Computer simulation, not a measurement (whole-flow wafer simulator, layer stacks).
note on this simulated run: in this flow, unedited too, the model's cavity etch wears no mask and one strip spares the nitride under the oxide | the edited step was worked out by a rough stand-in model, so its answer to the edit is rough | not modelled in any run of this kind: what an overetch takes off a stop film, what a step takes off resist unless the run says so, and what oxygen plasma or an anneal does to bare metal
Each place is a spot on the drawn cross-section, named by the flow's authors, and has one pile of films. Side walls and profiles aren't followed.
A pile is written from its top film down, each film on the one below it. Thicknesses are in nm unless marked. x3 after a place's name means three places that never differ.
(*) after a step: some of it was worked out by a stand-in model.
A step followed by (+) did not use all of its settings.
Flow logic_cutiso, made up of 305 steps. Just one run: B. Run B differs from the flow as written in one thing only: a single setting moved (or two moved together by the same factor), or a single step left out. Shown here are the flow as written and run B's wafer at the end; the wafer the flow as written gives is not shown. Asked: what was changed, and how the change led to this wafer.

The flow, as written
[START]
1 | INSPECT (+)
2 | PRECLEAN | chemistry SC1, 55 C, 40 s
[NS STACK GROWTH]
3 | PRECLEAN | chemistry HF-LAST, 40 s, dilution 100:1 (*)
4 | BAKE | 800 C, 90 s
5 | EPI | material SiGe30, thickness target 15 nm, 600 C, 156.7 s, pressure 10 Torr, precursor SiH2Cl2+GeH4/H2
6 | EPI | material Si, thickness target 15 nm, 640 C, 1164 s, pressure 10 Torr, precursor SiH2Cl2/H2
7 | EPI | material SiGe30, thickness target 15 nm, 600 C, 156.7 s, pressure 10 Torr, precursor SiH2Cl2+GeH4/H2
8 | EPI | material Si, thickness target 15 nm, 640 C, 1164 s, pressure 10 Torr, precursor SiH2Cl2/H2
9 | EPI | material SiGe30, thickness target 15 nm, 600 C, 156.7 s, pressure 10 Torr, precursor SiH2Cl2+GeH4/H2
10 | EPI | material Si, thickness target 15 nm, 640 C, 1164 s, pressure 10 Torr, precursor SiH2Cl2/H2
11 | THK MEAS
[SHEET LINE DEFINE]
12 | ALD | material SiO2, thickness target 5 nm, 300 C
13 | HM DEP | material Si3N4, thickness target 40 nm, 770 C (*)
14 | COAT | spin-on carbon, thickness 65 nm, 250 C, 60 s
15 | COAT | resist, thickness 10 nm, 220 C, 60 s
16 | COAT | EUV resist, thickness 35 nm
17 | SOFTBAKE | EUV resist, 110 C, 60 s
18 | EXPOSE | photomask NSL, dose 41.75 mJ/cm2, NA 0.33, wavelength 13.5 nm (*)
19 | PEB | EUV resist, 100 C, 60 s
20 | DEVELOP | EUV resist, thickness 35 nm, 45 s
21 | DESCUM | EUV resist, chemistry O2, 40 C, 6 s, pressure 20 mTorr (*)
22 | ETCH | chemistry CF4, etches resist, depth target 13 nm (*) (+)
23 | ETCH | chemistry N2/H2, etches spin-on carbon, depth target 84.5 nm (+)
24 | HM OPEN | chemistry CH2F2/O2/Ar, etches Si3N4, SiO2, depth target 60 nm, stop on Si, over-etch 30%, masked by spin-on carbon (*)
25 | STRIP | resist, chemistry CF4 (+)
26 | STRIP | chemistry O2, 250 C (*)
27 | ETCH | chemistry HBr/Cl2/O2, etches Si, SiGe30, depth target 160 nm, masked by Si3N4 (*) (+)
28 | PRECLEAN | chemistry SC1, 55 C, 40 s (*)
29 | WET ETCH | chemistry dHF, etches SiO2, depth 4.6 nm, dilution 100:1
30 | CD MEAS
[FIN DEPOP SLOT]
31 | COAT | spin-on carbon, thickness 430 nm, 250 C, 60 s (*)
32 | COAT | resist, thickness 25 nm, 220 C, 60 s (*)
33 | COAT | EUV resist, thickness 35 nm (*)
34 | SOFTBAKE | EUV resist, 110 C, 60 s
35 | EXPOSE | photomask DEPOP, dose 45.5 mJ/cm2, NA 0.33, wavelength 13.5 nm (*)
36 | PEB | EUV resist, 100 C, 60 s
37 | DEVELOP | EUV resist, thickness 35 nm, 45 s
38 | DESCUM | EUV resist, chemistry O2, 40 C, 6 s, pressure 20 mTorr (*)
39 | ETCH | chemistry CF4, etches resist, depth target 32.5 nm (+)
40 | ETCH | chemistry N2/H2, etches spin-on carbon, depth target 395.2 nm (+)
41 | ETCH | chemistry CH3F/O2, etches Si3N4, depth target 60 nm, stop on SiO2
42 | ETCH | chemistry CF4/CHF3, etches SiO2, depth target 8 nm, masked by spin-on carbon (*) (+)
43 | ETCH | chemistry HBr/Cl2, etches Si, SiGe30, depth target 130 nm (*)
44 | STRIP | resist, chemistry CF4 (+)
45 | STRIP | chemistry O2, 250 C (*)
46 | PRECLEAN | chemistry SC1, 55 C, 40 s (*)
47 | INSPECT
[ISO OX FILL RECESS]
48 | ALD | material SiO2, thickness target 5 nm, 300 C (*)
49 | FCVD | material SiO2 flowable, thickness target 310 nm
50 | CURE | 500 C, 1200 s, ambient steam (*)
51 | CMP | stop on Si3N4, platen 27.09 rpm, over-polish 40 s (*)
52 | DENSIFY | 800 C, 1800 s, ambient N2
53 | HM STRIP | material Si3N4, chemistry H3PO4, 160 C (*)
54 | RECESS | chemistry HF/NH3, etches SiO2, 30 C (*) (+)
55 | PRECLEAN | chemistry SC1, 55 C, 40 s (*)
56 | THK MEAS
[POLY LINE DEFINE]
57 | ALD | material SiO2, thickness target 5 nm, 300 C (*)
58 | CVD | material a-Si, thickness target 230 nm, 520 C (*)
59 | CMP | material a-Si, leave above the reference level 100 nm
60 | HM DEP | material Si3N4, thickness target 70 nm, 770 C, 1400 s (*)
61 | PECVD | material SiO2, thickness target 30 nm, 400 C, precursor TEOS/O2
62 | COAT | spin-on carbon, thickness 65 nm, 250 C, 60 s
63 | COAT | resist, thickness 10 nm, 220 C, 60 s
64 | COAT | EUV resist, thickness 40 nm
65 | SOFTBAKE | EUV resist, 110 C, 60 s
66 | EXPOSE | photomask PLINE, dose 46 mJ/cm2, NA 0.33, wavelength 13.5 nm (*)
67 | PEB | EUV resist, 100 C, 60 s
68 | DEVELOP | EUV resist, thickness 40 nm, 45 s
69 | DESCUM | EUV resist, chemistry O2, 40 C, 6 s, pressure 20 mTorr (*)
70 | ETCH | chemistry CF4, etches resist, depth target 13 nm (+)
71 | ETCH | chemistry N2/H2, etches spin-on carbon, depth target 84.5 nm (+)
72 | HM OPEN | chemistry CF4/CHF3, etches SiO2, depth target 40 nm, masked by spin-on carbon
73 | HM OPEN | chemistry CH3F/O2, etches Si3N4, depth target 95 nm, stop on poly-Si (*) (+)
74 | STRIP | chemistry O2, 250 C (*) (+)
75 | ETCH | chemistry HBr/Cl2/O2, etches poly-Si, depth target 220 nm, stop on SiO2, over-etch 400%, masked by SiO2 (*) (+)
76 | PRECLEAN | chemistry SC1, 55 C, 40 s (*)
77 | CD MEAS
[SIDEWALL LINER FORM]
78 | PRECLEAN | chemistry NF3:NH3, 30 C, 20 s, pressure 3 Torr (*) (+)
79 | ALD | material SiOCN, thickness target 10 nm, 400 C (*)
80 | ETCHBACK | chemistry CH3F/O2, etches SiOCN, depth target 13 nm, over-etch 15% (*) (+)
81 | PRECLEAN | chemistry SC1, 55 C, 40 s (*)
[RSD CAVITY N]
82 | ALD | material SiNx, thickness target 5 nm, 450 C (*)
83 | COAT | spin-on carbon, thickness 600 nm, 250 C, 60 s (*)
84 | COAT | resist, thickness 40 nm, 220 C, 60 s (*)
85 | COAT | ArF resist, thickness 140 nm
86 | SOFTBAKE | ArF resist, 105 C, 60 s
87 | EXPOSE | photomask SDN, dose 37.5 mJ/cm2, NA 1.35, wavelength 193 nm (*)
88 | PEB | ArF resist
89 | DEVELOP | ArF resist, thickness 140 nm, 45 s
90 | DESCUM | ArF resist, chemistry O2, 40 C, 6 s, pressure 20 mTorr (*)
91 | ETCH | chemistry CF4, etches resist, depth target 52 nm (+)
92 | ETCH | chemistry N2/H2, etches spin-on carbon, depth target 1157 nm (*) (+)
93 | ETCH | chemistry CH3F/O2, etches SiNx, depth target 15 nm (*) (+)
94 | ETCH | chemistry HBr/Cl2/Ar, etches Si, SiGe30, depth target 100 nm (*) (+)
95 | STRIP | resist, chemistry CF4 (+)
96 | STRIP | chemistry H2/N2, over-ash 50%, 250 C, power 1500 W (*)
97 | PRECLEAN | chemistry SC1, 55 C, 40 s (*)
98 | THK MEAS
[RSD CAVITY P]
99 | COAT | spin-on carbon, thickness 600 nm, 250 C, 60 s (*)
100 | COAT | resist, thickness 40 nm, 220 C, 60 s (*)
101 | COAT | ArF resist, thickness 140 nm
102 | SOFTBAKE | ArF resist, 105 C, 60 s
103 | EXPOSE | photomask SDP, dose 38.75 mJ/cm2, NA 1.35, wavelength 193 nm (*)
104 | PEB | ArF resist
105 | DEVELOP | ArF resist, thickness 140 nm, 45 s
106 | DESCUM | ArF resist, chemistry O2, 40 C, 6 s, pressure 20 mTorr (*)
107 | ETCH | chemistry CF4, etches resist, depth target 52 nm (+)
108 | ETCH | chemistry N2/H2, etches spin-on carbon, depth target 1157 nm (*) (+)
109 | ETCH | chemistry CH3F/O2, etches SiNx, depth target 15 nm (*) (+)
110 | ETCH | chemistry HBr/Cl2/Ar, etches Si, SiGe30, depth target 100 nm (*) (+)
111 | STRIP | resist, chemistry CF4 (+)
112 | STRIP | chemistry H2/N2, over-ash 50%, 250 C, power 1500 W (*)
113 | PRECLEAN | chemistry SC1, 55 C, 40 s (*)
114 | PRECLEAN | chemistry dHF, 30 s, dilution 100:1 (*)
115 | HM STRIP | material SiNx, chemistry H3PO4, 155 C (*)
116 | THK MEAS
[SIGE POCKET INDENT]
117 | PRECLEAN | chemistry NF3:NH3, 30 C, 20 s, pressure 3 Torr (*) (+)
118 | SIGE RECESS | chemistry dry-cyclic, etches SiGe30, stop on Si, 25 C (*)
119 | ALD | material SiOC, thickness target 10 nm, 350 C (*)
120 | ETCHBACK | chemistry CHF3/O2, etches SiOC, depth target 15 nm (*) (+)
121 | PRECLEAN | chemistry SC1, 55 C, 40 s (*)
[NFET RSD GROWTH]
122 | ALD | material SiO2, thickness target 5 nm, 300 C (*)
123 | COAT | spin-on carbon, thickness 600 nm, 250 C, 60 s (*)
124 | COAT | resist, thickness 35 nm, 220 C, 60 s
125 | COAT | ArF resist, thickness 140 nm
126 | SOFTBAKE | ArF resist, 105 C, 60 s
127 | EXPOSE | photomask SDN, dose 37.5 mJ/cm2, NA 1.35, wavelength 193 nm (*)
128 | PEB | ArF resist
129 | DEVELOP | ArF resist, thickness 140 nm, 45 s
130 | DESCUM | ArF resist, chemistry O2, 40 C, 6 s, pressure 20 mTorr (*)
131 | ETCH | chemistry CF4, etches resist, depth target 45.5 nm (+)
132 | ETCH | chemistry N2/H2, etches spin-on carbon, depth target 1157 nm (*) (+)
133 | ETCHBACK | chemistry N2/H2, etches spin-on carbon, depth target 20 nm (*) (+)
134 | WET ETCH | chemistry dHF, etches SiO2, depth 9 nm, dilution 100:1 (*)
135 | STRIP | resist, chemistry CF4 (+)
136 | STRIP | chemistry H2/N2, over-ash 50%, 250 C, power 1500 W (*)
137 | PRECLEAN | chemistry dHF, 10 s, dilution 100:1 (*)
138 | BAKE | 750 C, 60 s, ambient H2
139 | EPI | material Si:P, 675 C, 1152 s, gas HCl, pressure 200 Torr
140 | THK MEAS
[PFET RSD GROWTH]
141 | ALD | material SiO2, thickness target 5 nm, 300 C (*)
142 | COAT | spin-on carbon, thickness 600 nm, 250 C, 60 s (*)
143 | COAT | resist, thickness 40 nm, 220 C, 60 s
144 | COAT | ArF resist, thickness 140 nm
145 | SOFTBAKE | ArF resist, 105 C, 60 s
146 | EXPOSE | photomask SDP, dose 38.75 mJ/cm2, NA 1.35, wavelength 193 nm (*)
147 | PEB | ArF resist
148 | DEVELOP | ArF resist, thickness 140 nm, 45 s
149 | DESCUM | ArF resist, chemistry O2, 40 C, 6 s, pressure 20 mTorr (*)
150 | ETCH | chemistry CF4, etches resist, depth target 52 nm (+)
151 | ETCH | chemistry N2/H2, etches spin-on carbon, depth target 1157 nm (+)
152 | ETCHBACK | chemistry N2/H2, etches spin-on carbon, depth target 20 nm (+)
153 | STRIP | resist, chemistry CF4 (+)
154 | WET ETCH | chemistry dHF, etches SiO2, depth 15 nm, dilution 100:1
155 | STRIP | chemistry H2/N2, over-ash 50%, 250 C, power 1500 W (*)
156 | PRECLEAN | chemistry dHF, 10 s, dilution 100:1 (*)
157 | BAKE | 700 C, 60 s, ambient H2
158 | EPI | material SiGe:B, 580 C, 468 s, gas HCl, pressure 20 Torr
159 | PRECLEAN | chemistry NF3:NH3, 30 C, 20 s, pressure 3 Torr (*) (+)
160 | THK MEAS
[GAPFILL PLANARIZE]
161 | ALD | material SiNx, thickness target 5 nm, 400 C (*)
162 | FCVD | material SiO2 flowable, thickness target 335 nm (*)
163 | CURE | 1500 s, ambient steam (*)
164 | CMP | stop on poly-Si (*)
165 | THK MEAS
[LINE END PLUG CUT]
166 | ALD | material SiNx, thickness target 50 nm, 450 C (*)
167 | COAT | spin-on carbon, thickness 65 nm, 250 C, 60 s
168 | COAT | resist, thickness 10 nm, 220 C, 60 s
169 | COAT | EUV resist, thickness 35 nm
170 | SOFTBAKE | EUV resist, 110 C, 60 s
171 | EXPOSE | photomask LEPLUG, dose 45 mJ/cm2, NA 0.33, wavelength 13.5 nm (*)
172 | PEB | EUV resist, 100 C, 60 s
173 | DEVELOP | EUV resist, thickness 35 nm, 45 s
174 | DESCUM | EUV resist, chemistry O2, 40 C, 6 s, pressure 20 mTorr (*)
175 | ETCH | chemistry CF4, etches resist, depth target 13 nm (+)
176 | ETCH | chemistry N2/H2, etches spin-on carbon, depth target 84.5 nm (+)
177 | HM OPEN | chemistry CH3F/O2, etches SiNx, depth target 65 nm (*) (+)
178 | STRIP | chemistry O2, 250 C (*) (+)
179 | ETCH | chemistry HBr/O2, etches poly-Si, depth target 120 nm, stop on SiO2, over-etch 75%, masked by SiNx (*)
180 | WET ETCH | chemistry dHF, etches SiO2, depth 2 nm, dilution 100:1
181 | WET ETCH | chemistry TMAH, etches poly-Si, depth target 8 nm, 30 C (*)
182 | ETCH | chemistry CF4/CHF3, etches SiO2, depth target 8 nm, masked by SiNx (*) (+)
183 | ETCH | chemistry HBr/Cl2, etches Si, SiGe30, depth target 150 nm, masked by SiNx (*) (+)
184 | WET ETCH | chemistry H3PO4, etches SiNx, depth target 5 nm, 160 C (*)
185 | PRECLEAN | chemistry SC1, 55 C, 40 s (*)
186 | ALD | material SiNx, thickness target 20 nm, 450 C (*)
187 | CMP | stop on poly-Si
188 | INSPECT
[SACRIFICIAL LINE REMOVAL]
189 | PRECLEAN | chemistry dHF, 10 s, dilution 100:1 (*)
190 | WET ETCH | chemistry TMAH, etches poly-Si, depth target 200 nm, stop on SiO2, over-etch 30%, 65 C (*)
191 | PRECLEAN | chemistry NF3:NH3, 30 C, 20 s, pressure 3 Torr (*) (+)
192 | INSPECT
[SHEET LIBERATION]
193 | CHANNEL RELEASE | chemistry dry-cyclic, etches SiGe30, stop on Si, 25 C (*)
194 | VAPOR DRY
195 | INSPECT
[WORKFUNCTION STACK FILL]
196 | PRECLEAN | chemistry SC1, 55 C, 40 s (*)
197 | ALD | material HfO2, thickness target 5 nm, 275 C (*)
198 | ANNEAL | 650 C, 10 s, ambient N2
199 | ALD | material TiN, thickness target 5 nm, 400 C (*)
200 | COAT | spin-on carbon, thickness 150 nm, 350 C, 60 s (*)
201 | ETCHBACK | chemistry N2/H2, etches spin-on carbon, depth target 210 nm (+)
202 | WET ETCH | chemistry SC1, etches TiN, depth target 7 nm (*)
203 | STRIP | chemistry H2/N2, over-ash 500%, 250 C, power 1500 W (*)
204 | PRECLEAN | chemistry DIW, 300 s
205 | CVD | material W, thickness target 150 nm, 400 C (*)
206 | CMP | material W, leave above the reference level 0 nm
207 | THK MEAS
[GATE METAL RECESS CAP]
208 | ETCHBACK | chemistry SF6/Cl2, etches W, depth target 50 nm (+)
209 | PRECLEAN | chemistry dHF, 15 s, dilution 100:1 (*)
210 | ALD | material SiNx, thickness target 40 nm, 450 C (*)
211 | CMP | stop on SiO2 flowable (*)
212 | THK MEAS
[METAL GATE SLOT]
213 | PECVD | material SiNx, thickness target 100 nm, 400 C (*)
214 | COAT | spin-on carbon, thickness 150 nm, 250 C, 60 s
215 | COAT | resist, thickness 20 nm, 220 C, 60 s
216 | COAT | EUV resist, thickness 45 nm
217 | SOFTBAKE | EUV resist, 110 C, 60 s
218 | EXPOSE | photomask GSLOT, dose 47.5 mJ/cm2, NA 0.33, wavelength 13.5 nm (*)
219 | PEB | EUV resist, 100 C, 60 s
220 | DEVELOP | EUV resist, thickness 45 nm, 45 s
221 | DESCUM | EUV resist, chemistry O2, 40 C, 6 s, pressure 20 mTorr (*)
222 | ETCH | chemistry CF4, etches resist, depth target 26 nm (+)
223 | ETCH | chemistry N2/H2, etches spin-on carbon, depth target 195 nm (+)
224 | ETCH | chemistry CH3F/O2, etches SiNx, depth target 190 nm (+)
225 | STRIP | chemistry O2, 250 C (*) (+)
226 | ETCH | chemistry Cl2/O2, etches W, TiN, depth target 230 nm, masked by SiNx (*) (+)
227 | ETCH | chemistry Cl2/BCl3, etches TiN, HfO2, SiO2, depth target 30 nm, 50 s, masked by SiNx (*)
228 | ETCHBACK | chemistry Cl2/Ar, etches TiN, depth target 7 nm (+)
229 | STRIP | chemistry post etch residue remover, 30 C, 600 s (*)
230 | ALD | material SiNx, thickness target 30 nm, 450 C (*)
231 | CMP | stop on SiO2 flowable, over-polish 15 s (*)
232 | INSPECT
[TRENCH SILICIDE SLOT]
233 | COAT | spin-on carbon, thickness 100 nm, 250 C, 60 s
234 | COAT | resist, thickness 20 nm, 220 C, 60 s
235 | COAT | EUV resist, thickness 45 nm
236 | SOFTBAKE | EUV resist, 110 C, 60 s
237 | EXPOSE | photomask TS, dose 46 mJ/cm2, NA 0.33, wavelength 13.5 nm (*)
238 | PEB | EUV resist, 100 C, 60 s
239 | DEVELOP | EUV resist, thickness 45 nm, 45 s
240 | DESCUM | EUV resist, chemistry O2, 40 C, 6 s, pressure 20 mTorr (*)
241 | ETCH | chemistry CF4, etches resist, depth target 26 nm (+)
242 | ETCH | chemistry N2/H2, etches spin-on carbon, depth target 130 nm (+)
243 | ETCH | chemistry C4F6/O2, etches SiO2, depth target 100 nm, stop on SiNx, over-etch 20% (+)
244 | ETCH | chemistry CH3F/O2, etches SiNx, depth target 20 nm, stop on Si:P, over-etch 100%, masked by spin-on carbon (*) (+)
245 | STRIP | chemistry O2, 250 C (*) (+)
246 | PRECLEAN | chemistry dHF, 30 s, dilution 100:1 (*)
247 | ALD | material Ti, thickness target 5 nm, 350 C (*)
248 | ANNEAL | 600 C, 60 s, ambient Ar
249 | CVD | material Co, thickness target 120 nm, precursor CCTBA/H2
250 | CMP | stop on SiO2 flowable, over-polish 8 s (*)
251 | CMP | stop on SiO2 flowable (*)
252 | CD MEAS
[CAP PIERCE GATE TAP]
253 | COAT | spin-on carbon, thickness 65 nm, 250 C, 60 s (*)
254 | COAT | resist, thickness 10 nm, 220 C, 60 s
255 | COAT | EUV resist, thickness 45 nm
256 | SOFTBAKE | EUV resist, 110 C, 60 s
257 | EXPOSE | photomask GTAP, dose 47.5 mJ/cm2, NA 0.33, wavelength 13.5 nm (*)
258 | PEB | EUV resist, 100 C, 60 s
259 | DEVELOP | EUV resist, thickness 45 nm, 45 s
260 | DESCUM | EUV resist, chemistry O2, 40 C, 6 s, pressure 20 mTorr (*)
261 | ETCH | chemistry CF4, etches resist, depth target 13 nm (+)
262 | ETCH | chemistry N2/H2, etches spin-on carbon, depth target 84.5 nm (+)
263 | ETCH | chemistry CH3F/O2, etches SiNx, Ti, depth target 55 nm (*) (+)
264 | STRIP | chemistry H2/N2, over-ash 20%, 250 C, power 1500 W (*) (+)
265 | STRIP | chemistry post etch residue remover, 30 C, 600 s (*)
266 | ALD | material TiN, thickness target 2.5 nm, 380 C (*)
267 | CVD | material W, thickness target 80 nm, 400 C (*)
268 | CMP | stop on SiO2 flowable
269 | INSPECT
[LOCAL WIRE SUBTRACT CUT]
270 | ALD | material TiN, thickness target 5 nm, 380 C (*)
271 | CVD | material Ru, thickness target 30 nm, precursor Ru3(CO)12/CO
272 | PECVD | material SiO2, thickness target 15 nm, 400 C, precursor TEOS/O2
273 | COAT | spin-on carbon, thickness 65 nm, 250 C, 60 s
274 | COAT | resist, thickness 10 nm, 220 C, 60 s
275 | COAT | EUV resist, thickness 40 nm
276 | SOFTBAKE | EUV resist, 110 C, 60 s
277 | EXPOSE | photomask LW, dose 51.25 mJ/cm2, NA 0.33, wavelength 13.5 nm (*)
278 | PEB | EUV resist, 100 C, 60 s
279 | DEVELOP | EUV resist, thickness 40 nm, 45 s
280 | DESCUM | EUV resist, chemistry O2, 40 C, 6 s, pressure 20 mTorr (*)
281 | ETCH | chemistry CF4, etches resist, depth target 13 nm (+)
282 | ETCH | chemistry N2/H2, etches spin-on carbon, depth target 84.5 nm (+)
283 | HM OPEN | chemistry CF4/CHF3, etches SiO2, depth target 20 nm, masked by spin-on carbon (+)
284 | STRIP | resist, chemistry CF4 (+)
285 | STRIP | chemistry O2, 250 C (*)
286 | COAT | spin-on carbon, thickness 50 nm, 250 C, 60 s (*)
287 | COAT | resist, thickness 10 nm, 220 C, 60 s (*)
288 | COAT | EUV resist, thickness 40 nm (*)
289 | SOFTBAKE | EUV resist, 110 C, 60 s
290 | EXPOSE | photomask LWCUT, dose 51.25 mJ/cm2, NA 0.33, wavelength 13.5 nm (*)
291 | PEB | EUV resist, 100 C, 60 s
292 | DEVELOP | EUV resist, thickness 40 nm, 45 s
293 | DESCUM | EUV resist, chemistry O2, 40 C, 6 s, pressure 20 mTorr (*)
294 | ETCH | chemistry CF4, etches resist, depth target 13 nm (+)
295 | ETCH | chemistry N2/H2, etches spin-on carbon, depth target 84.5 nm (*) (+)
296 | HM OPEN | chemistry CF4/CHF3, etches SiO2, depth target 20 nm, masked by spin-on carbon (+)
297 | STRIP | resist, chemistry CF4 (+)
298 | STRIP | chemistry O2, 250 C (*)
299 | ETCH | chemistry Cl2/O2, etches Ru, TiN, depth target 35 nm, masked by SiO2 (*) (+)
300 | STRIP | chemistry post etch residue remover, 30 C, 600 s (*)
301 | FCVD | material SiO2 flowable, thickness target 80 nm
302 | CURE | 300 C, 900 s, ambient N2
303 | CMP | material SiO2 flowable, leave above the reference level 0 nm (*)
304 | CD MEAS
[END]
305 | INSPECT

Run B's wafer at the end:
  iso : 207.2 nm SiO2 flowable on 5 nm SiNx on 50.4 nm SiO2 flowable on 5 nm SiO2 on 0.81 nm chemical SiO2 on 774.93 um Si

What caused this: step 119, ALD: thickness target 8.5 nm was run, while the flow as written has thickness target 10 nm.

How this came from the change, step by step:
  119 | ALD | material SiOC, thickness target 10 nm, 350 C (*)
      depop, dpovl, gfld and 14 more: +8.5 SiOC (new film) (as written it would have been: +10 SiOC (new film))
      lnr, lnrp, lnrt: +8.5 SiOC (new film), +16 SiOC (new film), -16 cavity (all of it), +16 SiOC (new film), -16 cavity (all of it), +16 SiOC (new film), -16 cavity (all of it) (as written it would have been: +10 SiOC (new film), +16 SiOC (new film), -16 cavity (all of it), +16 SiOC (new film), -16 cavity (all of it), +16 SiOC (new film), -16 cavity (all of it))
      (as well as at 2 more places)
  120 | ETCHBACK | chemistry CHF3/O2, etches SiOC, depth target 15 nm (*) (+)
      gxn: -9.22 SiOC (all of it), -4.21 SiO2 (all of it), -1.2 Si3N4 (as written it would have been: -11 SiOC (all of it), -4.21 SiO2 (all of it))
      gxp: -9.19 SiOC (all of it), -4.25 SiO2 (all of it), -1.2 Si3N4 (as written it would have been: -11 SiOC (all of it), -4.25 SiO2 (all of it))
      (as well as at 20 more places)
  164 | CMP | stop on poly-Si (*)
      depop, dpovl, isow, ns, nsgap: -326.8 SiO2 flowable (all of it), -5 SiNx (all of it), -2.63 SiO2 (all of it), -70 Si3N4 (all of it) (as written it would have been: -326.8 SiO2 flowable (all of it), -5 SiNx (all of it), -4.13 SiO2 (all of it), -70 Si3N4 (all of it))
      gfld, gxf: -252.8 SiO2 flowable (all of it), -5 SiNx (all of it), -2.63 SiO2 (all of it), -70 Si3N4 (all of it) (as written it would have been: -251.9 SiO2 flowable (all of it), -5 SiNx (all of it), -4.13 SiO2 (all of it), -70 Si3N4 (all of it))
      (as well as at 3 more places)
